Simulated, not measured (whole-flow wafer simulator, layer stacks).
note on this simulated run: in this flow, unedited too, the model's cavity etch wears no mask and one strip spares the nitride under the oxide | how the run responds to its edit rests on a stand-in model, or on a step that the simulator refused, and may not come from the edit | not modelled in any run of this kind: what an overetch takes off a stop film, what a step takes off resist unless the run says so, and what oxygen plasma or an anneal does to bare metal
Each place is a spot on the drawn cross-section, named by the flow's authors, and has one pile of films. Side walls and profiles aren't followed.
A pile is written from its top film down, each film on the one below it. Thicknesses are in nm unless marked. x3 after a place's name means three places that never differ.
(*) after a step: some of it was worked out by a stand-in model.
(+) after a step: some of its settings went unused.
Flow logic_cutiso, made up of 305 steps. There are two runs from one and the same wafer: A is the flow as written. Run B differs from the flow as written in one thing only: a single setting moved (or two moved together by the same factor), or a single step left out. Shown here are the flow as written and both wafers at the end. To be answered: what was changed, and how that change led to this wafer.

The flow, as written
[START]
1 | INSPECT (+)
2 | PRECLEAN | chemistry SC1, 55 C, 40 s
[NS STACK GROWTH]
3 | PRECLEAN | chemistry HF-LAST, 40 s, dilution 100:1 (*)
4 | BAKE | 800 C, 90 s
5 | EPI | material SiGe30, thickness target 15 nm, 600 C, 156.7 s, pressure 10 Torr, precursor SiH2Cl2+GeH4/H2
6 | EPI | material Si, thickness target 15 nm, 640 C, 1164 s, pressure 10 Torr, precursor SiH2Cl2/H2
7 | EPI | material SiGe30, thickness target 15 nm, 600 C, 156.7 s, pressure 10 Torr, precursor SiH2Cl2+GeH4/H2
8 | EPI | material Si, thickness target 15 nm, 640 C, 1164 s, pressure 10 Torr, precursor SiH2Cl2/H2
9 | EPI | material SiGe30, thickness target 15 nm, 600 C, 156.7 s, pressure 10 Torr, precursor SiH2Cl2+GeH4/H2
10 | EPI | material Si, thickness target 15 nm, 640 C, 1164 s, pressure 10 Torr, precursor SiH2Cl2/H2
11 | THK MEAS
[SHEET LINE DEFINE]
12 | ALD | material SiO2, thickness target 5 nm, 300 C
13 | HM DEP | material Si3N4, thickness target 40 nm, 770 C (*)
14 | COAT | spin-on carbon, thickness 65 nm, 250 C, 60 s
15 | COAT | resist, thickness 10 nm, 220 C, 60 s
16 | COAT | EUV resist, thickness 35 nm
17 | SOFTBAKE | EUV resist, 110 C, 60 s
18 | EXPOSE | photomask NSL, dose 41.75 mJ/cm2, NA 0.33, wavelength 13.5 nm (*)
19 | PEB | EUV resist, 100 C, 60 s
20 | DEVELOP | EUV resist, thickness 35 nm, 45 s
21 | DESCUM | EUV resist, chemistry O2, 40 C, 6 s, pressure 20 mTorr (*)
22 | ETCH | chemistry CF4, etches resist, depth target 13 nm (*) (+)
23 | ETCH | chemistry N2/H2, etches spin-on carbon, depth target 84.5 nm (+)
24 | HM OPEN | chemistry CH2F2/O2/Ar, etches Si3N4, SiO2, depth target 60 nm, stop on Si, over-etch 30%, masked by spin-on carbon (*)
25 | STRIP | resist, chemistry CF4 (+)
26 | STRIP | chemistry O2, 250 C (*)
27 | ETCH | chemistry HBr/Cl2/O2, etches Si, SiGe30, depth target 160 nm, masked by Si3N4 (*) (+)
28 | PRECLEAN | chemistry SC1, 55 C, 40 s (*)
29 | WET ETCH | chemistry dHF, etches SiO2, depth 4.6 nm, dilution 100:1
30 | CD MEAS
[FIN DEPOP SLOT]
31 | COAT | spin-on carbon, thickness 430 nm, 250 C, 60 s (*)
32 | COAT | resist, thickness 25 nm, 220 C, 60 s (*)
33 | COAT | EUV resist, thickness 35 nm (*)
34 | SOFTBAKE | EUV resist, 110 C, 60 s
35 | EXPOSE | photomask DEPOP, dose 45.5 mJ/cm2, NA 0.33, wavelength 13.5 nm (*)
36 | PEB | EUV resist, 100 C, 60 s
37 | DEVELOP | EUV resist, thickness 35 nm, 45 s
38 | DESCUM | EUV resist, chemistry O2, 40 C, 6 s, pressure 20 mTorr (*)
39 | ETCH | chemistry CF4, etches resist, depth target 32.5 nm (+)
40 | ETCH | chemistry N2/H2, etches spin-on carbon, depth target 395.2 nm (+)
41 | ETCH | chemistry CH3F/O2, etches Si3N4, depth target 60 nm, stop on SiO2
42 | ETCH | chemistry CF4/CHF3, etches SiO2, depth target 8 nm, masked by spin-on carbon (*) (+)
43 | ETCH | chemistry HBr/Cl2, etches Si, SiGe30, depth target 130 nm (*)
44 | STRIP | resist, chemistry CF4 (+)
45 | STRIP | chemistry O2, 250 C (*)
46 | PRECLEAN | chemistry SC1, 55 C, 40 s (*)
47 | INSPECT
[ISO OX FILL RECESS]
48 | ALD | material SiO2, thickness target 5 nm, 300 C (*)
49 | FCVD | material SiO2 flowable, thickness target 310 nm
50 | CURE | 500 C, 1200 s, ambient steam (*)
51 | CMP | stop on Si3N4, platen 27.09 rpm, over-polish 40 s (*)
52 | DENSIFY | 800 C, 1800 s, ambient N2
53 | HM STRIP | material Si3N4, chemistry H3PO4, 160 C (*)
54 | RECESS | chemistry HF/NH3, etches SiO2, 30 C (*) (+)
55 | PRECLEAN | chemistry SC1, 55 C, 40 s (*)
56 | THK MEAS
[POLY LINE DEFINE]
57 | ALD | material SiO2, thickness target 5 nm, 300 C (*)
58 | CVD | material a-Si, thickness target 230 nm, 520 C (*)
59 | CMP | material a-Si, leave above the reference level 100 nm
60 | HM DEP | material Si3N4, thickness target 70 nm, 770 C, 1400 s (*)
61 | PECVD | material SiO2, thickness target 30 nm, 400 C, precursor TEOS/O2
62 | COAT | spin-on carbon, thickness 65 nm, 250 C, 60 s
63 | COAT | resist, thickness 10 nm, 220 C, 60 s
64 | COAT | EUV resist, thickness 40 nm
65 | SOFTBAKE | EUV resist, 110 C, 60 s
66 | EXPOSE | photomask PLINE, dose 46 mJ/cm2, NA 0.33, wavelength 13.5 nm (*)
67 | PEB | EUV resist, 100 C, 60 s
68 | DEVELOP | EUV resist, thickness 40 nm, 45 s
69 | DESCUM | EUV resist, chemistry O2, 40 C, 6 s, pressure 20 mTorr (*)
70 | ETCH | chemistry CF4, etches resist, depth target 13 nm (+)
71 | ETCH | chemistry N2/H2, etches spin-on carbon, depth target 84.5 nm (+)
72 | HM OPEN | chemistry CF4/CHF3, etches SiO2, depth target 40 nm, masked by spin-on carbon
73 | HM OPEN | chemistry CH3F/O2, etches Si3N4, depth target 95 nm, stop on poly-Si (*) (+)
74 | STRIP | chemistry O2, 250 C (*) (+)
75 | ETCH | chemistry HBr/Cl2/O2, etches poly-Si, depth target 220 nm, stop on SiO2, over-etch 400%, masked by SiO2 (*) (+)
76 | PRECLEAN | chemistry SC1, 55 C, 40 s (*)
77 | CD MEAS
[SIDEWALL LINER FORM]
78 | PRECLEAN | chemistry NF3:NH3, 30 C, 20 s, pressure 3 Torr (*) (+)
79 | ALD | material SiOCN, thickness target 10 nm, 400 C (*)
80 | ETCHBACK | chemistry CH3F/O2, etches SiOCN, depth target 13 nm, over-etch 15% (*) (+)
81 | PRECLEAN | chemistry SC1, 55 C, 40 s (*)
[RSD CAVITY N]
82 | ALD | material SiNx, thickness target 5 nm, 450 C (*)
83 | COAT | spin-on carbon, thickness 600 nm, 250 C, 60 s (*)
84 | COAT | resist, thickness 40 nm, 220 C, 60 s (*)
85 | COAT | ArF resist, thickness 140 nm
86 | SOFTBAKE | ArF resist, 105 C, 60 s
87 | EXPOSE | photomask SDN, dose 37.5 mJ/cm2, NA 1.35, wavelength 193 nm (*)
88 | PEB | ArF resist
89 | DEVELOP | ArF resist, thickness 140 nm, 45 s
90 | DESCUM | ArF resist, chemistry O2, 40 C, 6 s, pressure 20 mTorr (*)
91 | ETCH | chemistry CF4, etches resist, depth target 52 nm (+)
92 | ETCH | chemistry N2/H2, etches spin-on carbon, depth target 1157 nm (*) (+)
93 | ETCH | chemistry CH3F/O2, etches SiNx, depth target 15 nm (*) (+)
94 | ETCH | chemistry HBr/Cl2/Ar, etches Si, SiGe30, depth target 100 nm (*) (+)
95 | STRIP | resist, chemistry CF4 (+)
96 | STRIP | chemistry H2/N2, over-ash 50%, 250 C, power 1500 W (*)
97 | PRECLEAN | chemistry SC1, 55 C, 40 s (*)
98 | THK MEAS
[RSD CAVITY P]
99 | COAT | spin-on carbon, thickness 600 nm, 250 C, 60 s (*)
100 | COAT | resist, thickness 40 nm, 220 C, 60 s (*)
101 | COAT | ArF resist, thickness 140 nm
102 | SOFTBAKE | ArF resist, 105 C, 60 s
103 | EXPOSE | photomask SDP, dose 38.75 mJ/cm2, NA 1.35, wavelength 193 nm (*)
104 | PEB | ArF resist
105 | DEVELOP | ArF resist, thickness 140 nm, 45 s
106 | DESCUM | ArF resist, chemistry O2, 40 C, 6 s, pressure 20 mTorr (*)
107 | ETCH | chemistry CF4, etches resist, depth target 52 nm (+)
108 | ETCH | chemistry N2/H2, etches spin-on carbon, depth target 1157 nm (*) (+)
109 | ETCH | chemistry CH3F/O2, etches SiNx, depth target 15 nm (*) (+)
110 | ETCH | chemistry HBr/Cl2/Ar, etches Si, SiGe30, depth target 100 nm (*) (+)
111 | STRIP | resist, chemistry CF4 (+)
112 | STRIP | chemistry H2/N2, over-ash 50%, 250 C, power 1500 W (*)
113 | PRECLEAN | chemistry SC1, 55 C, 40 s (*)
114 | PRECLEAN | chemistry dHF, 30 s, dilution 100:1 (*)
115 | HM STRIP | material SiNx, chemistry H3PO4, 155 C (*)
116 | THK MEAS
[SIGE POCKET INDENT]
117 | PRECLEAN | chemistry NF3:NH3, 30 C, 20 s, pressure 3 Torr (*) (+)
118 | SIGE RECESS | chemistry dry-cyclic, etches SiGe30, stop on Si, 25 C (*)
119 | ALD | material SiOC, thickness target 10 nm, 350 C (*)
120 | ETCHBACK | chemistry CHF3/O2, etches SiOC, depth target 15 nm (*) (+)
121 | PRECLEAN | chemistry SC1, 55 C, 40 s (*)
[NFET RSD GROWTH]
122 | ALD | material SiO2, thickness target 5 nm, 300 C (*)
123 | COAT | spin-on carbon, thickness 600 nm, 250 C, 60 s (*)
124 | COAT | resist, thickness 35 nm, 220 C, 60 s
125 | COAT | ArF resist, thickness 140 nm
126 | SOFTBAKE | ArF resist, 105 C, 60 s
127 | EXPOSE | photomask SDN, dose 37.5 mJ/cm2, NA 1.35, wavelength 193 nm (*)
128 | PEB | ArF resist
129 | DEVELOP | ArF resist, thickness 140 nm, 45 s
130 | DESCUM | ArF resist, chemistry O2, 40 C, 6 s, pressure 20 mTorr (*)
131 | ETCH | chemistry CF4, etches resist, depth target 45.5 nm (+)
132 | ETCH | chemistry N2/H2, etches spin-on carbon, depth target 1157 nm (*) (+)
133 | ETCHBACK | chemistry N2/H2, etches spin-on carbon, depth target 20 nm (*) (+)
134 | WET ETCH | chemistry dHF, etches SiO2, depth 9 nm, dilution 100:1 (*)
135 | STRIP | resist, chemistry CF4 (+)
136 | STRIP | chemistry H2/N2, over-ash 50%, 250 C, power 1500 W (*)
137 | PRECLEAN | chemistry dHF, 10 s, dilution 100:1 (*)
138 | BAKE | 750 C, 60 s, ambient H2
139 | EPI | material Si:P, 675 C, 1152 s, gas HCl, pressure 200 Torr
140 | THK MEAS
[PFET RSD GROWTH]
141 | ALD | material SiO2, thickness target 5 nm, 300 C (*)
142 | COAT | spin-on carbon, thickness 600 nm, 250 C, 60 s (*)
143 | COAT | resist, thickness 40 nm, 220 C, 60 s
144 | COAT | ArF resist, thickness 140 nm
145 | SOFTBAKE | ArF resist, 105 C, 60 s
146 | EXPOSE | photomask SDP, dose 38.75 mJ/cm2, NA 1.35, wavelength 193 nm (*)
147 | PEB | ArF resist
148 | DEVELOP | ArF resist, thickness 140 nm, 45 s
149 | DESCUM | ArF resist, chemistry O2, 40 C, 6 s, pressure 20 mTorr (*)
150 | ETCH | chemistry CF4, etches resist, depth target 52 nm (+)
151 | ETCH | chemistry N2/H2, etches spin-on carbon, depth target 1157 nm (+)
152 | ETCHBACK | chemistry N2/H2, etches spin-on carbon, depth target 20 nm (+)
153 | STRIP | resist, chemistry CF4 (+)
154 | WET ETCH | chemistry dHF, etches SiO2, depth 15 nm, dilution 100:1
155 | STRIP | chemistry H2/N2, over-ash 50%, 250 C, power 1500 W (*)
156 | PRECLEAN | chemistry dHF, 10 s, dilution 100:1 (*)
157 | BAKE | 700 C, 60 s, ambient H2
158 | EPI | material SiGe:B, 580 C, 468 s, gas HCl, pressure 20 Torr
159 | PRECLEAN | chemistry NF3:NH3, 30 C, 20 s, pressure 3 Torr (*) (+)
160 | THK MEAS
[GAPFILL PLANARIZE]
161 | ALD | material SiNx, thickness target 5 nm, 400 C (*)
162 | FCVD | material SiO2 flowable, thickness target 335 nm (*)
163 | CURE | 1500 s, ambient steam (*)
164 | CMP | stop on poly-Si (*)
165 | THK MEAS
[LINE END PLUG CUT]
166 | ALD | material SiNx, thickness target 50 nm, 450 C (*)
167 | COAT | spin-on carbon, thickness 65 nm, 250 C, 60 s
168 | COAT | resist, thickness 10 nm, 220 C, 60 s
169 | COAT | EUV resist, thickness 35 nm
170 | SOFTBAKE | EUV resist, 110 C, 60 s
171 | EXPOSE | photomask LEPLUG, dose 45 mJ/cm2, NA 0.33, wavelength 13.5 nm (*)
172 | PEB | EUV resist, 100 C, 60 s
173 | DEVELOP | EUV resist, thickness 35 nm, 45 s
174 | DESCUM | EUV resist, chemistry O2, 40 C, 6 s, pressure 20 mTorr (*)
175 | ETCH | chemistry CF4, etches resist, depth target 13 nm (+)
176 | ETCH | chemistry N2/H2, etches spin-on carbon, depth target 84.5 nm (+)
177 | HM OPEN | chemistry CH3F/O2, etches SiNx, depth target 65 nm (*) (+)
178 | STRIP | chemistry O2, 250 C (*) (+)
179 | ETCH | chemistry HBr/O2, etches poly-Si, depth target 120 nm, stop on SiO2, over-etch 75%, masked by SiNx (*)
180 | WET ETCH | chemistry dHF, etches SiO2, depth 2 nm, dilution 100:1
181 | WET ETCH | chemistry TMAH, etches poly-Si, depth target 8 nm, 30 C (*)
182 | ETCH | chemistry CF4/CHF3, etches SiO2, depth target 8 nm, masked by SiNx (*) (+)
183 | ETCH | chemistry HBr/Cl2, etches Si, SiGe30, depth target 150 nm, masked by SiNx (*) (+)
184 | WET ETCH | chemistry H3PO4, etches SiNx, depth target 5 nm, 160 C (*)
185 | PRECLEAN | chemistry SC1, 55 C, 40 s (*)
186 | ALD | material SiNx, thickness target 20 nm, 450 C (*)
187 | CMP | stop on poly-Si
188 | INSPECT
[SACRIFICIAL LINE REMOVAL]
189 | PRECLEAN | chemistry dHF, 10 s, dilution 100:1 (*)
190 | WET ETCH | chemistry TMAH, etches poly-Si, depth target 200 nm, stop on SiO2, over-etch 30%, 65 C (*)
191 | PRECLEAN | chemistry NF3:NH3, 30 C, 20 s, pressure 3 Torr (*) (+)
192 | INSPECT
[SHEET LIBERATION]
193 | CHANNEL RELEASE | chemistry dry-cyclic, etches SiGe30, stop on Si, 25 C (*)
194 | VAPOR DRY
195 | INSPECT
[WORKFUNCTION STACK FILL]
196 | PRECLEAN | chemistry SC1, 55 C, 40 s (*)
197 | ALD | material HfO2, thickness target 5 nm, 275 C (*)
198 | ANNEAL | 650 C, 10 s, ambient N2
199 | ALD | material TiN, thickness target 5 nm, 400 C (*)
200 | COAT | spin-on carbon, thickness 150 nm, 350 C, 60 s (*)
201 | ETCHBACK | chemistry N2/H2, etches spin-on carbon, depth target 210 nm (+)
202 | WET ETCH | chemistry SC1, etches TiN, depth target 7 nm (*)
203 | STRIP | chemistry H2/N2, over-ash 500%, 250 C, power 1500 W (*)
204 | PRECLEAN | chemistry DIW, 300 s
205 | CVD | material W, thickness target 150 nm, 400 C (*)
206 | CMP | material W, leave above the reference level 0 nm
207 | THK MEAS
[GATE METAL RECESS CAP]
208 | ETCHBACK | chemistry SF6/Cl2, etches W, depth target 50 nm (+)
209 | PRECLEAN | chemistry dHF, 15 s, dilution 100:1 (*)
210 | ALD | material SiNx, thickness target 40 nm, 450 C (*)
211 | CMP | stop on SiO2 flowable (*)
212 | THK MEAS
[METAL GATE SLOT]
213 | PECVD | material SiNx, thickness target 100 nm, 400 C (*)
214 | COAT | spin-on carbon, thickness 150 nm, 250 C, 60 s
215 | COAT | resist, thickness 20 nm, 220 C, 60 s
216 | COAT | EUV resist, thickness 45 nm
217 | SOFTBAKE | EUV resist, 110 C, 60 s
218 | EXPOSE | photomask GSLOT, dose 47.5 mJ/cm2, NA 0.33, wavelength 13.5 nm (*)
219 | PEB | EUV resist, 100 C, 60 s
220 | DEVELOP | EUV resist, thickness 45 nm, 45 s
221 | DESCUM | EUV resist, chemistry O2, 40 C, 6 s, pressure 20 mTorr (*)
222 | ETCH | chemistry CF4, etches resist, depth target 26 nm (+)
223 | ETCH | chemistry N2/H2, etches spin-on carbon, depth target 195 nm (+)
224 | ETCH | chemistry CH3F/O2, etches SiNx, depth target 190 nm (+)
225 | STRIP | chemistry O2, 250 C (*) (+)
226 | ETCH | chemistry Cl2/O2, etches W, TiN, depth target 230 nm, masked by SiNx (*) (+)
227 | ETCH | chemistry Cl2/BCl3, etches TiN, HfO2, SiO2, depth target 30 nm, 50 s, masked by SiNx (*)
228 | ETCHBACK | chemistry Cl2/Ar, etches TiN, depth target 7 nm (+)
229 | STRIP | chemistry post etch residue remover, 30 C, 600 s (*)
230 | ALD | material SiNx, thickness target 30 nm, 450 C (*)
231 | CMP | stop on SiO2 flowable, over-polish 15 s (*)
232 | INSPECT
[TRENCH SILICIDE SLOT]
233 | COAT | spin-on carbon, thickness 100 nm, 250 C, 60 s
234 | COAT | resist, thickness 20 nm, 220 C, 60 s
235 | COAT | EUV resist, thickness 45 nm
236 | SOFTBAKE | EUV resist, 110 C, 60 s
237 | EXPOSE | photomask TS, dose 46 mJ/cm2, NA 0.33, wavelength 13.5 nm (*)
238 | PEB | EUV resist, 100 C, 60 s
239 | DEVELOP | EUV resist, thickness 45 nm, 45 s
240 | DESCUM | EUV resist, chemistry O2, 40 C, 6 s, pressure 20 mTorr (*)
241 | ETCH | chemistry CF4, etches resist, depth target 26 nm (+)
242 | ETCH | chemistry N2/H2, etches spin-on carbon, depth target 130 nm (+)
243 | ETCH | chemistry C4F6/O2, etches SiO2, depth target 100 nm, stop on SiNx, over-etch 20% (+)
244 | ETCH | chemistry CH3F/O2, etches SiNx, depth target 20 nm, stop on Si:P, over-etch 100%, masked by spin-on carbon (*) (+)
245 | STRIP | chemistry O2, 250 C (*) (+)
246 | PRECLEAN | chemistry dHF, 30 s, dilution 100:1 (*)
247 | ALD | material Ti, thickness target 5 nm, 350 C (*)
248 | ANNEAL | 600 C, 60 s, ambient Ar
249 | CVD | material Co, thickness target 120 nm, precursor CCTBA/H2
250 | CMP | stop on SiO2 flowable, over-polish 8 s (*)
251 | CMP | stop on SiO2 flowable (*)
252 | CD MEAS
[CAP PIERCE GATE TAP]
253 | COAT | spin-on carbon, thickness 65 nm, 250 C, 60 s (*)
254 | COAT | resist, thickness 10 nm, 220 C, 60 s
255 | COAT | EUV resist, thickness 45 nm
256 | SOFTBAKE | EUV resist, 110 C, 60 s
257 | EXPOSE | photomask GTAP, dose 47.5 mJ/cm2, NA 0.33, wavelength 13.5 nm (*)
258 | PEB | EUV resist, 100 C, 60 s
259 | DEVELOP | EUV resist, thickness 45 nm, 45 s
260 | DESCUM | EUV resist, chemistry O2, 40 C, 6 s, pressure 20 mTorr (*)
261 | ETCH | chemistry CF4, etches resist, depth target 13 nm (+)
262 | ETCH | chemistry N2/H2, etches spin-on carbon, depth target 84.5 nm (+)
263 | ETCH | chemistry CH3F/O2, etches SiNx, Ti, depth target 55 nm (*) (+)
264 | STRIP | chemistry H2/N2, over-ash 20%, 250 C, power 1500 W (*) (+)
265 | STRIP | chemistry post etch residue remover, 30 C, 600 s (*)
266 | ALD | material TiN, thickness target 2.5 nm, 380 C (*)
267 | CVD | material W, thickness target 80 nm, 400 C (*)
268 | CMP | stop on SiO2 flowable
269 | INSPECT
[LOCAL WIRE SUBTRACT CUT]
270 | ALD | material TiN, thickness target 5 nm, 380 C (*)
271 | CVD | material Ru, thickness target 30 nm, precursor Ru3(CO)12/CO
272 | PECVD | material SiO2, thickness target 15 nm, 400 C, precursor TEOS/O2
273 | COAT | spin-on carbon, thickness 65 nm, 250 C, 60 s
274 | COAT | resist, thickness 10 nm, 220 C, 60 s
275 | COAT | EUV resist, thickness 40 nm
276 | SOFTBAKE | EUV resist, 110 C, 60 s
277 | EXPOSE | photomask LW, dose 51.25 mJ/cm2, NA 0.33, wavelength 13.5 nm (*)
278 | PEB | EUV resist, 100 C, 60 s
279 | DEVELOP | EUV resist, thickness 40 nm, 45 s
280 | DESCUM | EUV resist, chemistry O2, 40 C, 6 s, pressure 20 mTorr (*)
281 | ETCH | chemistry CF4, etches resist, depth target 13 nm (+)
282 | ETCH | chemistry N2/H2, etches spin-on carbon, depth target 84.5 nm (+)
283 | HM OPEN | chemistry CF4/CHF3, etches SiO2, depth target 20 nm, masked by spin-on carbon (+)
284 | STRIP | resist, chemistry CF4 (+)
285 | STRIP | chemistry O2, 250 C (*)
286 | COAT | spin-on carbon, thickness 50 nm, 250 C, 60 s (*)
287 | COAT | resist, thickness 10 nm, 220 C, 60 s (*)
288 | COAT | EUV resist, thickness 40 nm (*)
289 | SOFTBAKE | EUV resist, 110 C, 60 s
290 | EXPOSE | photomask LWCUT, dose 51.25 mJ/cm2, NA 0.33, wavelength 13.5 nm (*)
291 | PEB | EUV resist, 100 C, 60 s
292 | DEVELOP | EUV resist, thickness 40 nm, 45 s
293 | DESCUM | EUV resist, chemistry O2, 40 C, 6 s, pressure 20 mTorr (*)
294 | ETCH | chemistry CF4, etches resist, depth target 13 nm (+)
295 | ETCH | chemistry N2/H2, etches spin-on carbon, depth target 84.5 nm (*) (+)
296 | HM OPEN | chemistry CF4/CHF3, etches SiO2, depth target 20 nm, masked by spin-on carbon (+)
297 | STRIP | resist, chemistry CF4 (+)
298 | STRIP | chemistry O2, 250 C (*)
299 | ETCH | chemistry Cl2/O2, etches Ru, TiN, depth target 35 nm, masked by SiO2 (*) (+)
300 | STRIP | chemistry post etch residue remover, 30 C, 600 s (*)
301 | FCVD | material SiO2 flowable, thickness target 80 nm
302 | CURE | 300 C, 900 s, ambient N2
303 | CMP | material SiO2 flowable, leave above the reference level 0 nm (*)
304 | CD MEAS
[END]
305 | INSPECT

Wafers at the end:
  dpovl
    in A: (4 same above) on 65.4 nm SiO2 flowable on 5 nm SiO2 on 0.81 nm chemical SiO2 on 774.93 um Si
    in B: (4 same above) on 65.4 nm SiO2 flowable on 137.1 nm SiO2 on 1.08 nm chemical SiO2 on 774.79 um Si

What caused this: step 40, ETCH: depth target 573 nm was run, though the flow has depth target 395.2 nm.

How this came from the change, step by step:
  40 | ETCH | chemistry N2/H2, etches spin-on carbon, depth target 395.2 nm (+)
      dpovl: A -395.2 spin-on carbon | B -499.9 spin-on carbon (all of it)
      gfld, gl, glp and 17 more: A -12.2 EUV resist (all of it), -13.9 resist | B -12.2 EUV resist (all of it), -17.6 resist
      (also at 1 further place)
  41 | ETCH | chemistry CH3F/O2, etches Si3N4, depth target 60 nm, stop on SiO2
      dpovl: A -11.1 spin-on carbon | B -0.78 Si
      depop: A -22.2 Si3N4 (all of it), -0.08 SiO2 | B -21.1 Si3N4 (all of it), -0.08 SiO2
  42 | ETCH | chemistry CF4/CHF3, etches SiO2, depth target 8 nm, masked by spin-on carbon (*) (+)
      dpovl: A -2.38 spin-on carbon | B -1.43 Si
      gfld: A -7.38 resist | B -4.21 resist (all of it), -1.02 spin-on carbon
      (also at 19 further places)
  43 | ETCH | chemistry HBr/Cl2, etches Si, SiGe30, depth target 130 nm (*)
      dpovl: A -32 spin-on carbon | B -130 Si
  45 | STRIP | chemistry O2, 250 C (*)
      dpovl: A +0.82 chemical SiO2 (new film), -59.3 spin-on carbon (all of it), -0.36 Si | B +1.13 chemical SiO2 (new film), -0.5 Si
  48 | ALD | material SiO2, thickness target 5 nm, 300 C (*)
      dpovl: A +5 SiO2 (new film) | B +137.1 SiO2 (new film)
  52 | DENSIFY | 800 C, 1800 s, ambient N2
      nsgap: A -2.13 SiO2 flowable | B -2.84 SiO2 flowable
